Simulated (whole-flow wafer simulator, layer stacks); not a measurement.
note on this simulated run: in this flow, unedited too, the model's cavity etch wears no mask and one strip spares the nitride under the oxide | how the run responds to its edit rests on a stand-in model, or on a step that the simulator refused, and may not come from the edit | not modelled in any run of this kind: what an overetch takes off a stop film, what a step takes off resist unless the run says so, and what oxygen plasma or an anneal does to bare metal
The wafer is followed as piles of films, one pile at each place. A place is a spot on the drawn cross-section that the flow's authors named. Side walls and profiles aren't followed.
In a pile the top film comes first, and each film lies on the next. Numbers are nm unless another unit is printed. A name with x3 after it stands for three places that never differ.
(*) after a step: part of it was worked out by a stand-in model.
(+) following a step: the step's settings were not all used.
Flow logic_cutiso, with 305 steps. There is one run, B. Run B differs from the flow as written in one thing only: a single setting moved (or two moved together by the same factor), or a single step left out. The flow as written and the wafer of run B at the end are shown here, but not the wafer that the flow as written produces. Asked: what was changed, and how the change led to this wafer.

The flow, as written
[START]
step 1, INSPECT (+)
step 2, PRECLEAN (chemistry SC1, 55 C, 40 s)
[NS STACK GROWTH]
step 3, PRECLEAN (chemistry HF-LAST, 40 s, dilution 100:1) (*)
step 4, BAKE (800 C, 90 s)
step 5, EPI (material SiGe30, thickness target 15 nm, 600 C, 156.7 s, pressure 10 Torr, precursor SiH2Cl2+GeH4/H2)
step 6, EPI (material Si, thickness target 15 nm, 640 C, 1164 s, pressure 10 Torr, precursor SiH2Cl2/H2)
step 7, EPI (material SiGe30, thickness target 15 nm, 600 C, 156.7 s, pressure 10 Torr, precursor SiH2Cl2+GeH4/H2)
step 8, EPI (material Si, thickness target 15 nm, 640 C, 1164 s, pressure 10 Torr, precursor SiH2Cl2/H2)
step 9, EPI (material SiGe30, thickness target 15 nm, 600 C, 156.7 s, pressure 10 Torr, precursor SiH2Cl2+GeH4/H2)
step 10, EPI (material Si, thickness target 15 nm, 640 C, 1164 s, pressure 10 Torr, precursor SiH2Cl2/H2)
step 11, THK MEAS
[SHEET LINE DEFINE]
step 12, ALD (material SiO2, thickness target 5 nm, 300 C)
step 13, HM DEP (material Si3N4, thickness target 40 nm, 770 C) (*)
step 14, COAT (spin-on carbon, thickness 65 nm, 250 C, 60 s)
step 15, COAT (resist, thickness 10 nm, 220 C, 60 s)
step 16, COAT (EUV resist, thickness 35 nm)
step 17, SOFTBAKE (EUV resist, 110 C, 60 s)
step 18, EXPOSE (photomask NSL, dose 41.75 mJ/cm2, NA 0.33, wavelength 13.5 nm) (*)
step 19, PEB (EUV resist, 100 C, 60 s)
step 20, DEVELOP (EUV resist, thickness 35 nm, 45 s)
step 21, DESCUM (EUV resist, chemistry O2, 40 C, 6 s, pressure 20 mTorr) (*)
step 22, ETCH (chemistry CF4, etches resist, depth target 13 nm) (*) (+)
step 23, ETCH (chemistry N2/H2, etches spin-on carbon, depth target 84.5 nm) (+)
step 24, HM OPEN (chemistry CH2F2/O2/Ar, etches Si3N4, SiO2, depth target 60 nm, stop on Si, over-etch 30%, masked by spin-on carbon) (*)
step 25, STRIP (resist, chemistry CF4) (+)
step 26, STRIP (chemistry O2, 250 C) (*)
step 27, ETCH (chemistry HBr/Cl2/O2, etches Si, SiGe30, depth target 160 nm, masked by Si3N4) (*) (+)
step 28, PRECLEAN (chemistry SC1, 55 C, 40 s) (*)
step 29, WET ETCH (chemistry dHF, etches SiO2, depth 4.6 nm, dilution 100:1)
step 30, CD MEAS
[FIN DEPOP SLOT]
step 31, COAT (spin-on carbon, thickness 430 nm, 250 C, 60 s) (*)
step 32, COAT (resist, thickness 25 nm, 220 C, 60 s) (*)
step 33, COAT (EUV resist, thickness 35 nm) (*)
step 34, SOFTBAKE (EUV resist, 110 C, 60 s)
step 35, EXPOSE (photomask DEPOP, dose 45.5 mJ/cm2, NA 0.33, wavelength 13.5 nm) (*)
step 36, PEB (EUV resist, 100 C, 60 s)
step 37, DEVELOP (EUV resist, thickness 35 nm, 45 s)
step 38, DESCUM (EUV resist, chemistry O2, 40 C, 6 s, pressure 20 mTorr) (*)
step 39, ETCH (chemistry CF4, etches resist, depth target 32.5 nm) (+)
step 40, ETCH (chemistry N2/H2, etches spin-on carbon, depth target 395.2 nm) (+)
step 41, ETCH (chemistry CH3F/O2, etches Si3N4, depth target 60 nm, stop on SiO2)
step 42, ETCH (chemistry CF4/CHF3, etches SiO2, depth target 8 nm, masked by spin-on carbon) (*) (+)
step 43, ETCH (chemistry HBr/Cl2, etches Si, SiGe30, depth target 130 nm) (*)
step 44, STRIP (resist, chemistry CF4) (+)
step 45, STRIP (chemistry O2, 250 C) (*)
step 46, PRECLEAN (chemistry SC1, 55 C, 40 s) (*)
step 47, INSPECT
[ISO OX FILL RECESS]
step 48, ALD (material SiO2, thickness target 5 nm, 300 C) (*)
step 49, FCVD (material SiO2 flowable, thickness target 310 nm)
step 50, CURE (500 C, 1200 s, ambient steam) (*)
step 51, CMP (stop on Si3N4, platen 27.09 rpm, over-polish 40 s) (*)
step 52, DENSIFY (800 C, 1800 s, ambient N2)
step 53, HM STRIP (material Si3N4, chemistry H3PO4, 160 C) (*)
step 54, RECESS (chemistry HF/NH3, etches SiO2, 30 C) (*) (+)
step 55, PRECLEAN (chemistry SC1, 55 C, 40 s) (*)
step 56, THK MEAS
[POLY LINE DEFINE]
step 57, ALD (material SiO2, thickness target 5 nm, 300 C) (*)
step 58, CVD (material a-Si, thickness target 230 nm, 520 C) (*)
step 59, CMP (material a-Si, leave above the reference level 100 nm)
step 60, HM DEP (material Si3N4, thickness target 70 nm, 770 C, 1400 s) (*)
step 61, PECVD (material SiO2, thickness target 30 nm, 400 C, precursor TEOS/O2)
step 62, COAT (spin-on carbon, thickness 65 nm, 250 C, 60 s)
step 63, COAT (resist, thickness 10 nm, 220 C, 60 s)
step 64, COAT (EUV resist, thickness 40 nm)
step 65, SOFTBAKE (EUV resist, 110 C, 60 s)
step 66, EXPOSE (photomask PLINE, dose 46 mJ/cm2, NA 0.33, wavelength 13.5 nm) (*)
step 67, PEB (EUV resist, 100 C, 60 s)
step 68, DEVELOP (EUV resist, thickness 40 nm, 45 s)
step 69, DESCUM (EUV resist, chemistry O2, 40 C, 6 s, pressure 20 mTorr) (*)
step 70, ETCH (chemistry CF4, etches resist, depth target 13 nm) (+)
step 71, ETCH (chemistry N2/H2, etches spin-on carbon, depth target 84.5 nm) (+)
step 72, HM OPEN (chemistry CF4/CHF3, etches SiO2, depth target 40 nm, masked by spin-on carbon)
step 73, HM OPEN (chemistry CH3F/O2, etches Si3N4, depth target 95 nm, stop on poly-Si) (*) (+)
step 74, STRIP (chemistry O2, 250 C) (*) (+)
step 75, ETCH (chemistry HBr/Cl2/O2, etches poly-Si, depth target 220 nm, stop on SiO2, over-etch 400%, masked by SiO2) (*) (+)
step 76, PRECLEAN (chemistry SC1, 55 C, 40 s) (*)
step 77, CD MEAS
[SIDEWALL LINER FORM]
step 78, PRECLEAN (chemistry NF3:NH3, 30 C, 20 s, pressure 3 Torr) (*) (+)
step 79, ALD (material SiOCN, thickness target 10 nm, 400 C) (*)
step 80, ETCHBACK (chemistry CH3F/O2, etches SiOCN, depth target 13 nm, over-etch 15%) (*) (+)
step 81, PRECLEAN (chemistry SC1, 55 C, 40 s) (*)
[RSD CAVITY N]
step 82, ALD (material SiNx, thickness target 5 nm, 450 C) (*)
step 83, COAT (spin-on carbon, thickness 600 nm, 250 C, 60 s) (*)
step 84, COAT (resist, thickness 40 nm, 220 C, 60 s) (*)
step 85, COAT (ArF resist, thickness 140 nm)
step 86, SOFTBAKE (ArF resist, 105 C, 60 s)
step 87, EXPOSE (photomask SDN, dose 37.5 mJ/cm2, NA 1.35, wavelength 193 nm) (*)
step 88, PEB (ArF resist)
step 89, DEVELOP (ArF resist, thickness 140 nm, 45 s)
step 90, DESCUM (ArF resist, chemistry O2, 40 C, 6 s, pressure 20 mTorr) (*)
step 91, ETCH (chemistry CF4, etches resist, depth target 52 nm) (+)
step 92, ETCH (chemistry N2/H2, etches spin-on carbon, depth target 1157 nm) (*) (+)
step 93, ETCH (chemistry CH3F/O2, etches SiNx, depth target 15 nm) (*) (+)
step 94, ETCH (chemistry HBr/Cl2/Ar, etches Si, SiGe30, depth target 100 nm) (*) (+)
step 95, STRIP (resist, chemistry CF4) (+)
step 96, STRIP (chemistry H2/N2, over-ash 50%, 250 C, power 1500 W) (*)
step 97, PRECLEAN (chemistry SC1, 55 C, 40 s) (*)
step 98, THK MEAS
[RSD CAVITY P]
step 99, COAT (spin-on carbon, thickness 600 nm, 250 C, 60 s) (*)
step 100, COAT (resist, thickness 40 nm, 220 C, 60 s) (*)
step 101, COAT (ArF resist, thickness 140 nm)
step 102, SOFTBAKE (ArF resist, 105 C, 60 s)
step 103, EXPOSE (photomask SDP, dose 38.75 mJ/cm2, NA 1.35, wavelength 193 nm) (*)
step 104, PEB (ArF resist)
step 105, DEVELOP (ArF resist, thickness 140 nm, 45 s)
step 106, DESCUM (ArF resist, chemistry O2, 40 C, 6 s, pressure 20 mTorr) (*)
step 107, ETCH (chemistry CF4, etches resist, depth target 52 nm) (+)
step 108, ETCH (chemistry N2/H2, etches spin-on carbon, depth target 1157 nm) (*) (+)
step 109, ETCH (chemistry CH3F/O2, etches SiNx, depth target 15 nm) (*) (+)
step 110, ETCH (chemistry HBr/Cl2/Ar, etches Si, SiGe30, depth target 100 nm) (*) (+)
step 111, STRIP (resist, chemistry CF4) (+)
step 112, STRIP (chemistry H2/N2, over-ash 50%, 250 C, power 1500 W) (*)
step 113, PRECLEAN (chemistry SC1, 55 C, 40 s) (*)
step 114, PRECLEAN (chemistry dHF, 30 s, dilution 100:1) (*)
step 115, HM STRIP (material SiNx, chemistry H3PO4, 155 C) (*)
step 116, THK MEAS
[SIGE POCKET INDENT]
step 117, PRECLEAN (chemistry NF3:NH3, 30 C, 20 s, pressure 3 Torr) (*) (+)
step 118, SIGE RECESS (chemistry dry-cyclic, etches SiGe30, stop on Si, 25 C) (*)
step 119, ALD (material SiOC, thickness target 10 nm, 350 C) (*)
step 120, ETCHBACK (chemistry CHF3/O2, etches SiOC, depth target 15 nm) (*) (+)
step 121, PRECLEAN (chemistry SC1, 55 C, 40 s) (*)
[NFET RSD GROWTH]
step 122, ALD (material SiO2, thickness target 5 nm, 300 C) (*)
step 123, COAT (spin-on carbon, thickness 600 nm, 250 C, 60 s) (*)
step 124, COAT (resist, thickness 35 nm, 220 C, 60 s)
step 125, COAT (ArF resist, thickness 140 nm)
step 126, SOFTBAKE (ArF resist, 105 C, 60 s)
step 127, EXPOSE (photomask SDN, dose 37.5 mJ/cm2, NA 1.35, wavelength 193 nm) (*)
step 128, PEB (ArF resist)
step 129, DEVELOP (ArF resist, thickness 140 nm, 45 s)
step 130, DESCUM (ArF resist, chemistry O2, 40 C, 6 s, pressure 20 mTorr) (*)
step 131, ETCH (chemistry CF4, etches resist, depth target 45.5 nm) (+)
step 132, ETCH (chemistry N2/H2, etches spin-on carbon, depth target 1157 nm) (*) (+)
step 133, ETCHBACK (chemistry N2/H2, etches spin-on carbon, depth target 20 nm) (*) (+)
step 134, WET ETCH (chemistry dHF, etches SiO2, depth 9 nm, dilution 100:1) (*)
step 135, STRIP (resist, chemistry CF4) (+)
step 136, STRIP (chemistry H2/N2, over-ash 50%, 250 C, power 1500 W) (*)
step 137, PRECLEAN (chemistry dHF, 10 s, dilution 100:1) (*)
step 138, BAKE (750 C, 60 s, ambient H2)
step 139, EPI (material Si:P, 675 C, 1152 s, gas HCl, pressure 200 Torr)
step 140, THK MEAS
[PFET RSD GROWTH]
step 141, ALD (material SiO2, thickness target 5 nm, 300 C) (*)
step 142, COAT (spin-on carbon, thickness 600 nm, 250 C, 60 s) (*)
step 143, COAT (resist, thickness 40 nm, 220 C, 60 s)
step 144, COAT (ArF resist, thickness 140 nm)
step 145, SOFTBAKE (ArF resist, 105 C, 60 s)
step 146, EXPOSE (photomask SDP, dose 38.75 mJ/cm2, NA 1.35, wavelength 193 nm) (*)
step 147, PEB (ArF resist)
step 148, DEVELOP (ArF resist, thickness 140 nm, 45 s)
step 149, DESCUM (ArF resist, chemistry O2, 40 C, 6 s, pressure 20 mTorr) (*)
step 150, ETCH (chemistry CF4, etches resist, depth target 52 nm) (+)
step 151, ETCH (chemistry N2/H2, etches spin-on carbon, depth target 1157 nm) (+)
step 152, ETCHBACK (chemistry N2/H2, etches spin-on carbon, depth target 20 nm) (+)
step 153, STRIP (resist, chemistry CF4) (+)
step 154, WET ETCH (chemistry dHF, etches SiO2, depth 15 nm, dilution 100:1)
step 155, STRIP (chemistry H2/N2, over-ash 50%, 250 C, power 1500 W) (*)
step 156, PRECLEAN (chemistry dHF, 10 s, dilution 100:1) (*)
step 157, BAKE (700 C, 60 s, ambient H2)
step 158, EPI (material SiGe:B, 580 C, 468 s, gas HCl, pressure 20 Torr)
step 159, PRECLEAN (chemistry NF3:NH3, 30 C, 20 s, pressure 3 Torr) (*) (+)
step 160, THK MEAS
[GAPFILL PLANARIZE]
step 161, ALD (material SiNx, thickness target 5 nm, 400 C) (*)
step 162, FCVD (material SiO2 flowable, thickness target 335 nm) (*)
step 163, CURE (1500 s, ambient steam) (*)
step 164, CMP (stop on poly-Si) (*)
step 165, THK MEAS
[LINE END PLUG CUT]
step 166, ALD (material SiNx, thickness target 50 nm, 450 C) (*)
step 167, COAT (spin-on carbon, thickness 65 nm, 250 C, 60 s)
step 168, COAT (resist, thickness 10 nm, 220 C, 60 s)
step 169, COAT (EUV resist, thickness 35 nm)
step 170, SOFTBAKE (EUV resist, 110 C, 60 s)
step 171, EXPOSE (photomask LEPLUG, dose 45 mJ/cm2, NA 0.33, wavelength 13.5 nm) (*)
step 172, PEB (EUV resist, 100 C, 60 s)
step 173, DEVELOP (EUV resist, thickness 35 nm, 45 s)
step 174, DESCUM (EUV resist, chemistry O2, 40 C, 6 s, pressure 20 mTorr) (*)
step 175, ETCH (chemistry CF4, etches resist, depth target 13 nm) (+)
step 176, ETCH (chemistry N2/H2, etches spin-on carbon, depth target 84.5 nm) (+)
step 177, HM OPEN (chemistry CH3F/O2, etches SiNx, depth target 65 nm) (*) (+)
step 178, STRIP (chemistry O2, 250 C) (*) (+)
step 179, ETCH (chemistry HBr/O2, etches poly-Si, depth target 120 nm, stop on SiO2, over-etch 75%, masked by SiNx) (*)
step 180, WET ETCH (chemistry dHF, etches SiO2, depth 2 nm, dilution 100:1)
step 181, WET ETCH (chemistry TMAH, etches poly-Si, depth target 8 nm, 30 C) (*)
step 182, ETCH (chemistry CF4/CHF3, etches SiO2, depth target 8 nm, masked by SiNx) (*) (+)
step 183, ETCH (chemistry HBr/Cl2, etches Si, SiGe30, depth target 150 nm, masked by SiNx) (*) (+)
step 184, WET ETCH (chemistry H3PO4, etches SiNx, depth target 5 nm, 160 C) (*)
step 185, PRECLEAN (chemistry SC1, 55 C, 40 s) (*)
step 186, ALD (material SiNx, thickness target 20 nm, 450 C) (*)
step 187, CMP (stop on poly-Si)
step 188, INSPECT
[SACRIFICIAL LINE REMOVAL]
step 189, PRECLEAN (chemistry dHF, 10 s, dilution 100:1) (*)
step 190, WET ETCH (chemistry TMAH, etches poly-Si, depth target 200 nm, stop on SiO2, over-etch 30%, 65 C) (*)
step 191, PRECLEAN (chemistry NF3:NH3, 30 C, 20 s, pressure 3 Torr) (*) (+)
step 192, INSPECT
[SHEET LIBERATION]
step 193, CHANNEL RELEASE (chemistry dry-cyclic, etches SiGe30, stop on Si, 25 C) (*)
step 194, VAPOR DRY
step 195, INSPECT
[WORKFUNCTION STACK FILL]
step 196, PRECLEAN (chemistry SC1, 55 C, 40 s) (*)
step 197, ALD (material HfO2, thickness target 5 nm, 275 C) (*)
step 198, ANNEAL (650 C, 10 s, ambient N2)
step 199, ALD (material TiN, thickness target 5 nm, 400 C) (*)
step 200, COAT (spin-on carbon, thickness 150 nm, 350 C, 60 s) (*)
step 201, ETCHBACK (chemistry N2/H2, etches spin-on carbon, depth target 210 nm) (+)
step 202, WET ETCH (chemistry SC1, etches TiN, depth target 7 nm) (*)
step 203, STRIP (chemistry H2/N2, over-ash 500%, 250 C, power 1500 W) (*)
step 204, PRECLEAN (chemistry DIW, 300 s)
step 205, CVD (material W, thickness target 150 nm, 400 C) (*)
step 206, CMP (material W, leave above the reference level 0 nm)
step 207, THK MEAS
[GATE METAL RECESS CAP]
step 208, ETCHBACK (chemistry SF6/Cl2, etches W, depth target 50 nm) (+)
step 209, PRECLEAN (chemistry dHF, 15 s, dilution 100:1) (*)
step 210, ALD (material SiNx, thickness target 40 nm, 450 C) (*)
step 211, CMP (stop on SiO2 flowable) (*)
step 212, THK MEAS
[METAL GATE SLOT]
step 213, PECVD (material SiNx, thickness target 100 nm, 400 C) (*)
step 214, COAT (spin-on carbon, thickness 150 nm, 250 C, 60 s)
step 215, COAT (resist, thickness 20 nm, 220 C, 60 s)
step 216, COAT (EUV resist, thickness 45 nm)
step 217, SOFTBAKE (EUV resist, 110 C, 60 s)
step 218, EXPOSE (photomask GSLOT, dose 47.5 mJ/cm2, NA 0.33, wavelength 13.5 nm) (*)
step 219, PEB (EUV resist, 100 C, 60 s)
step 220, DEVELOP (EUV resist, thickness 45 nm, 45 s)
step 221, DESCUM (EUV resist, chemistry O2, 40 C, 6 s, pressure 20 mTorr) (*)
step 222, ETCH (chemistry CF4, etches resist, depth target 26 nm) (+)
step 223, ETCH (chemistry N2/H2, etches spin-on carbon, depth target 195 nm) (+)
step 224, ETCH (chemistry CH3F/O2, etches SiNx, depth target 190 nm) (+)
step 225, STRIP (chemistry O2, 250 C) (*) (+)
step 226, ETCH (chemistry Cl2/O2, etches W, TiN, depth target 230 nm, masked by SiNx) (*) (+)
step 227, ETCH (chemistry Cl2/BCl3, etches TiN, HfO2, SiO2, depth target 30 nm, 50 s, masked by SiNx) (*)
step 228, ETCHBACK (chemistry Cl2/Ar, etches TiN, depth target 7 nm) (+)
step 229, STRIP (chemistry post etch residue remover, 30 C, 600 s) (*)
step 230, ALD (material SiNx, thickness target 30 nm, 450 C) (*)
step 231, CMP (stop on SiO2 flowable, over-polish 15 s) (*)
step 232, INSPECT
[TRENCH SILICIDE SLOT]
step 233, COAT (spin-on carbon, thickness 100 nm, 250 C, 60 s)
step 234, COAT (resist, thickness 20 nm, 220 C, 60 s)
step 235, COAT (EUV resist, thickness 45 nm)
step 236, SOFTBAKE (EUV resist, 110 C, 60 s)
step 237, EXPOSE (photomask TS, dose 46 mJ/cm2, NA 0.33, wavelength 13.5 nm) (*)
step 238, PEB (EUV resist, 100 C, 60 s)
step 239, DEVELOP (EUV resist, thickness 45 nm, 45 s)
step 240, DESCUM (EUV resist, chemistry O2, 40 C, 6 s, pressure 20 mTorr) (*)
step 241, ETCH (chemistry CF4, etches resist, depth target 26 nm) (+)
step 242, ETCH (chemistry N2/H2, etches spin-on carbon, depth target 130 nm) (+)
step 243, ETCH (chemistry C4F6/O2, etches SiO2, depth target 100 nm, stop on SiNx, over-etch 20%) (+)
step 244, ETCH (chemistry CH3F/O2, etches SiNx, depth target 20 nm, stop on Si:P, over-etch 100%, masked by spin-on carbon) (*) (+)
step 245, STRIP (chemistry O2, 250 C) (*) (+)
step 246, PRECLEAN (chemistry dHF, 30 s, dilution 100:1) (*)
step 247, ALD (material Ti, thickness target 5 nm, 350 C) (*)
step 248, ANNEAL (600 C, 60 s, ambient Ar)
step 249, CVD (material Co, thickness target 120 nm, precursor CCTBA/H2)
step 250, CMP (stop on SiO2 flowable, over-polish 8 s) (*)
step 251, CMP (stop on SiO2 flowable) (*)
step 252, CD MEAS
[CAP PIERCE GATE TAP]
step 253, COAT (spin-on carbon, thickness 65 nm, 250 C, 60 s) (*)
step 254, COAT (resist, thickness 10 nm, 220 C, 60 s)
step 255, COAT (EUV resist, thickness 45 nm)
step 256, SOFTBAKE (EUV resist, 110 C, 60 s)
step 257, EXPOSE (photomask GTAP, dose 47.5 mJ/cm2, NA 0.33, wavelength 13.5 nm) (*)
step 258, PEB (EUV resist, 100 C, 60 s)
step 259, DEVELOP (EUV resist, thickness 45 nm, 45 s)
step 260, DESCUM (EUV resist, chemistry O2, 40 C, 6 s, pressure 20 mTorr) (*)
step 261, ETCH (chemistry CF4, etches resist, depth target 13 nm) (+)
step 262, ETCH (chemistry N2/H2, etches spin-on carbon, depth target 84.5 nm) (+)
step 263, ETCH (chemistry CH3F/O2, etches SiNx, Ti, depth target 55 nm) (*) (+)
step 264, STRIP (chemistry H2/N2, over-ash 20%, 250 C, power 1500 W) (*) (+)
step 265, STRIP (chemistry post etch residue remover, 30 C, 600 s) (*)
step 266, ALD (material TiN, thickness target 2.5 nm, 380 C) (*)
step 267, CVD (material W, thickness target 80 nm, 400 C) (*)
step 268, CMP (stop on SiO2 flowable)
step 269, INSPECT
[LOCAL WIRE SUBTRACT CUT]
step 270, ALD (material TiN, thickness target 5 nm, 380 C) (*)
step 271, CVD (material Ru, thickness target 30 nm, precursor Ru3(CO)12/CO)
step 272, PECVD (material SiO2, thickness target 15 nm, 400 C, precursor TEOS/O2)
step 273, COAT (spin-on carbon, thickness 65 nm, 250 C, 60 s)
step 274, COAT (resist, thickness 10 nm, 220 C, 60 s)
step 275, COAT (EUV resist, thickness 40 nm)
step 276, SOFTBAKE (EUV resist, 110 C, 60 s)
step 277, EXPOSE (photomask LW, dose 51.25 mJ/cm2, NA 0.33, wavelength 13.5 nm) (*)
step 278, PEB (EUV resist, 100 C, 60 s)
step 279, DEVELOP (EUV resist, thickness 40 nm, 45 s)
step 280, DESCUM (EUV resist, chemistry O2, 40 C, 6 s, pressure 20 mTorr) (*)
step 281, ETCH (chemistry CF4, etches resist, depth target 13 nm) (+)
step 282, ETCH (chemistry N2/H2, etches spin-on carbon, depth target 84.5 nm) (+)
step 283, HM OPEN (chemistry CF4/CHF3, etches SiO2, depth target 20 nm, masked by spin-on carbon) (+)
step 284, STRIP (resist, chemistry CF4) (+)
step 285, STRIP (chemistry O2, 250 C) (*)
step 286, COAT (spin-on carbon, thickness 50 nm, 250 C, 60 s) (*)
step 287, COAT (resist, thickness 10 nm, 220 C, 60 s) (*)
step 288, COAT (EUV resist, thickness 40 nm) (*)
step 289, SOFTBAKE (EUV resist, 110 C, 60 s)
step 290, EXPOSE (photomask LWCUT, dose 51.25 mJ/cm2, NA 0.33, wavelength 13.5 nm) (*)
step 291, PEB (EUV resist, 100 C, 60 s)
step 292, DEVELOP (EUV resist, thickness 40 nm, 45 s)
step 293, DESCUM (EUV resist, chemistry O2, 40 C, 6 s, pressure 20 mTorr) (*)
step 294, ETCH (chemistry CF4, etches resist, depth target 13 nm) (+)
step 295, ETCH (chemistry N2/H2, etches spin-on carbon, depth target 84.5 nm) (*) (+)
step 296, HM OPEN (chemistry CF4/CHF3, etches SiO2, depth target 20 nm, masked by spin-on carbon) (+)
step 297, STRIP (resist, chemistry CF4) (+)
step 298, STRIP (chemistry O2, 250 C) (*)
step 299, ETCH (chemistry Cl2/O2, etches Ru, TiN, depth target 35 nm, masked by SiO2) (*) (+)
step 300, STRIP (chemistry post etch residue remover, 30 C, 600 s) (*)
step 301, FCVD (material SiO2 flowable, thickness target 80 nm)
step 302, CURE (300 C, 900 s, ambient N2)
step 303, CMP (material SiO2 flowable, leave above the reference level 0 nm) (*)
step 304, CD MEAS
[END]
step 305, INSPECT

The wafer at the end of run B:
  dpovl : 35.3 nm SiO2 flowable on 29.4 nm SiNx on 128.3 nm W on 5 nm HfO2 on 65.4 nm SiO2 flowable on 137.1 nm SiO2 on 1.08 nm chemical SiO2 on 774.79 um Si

What caused this: step 40, ETCH: depth target 533.5 nm was run, while the flow as written has depth target 395.2 nm.

How this came from the change, step by step:
  step 40, ETCH (chemistry N2/H2, etches spin-on carbon, depth target 395.2 nm) (+)
      dpovl: spin-on carbon loses 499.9 (all of it) (as written it would have been: spin-on carbon loses 395.2)
      gfld, gl, glp and 17 more: EUV resist loses 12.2 (all of it), resist loses 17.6 (as written it would have been: EUV resist loses 12.2 (all of it), resist loses 13.9)
      (also at 1 further place)
  step 41, ETCH (chemistry CH3F/O2, etches Si3N4, depth target 60 nm, stop on SiO2)
      dpovl: Si loses 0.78 (as written it would have been: spin-on carbon loses 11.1)
      depop: Si3N4 loses 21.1 (all of it), SiO2 loses 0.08 (as written it would have been: Si3N4 loses 22.2 (all of it), SiO2 loses 0.08)
  step 42, ETCH (chemistry CF4/CHF3, etches SiO2, depth target 8 nm, masked by spin-on carbon) (*) (+)
      dpovl: Si loses 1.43 (as written it would have been: spin-on carbon loses 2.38)
      gfld: resist loses 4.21 (all of it), spin-on carbon loses 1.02 (as written it would have been: resist loses 7.38)
      (also at 19 further places)
  step 43, ETCH (chemistry HBr/Cl2, etches Si, SiGe30, depth target 130 nm) (*)
      dpovl: Si loses 130 (as written it would have been: spin-on carbon loses 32)
  step 45, STRIP (chemistry O2, 250 C) (*)
      dpovl: chemical SiO2 gains 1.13 (new film), Si loses 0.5 (as written it would have been: chemical SiO2 gains 0.82 (new film), spin-on carbon loses 59.3 (all of it), Si loses 0.36)
  step 48, ALD (material SiO2, thickness target 5 nm, 300 C) (*)
      dpovl: SiO2 gains 137.1 (new film) (as written it would have been: SiO2 gains 5 (new film))
  step 52, DENSIFY (800 C, 1800 s, ambient N2)
      nsgap: SiO2 flowable loses 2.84 (as written it would have been: SiO2 flowable loses 2.13)
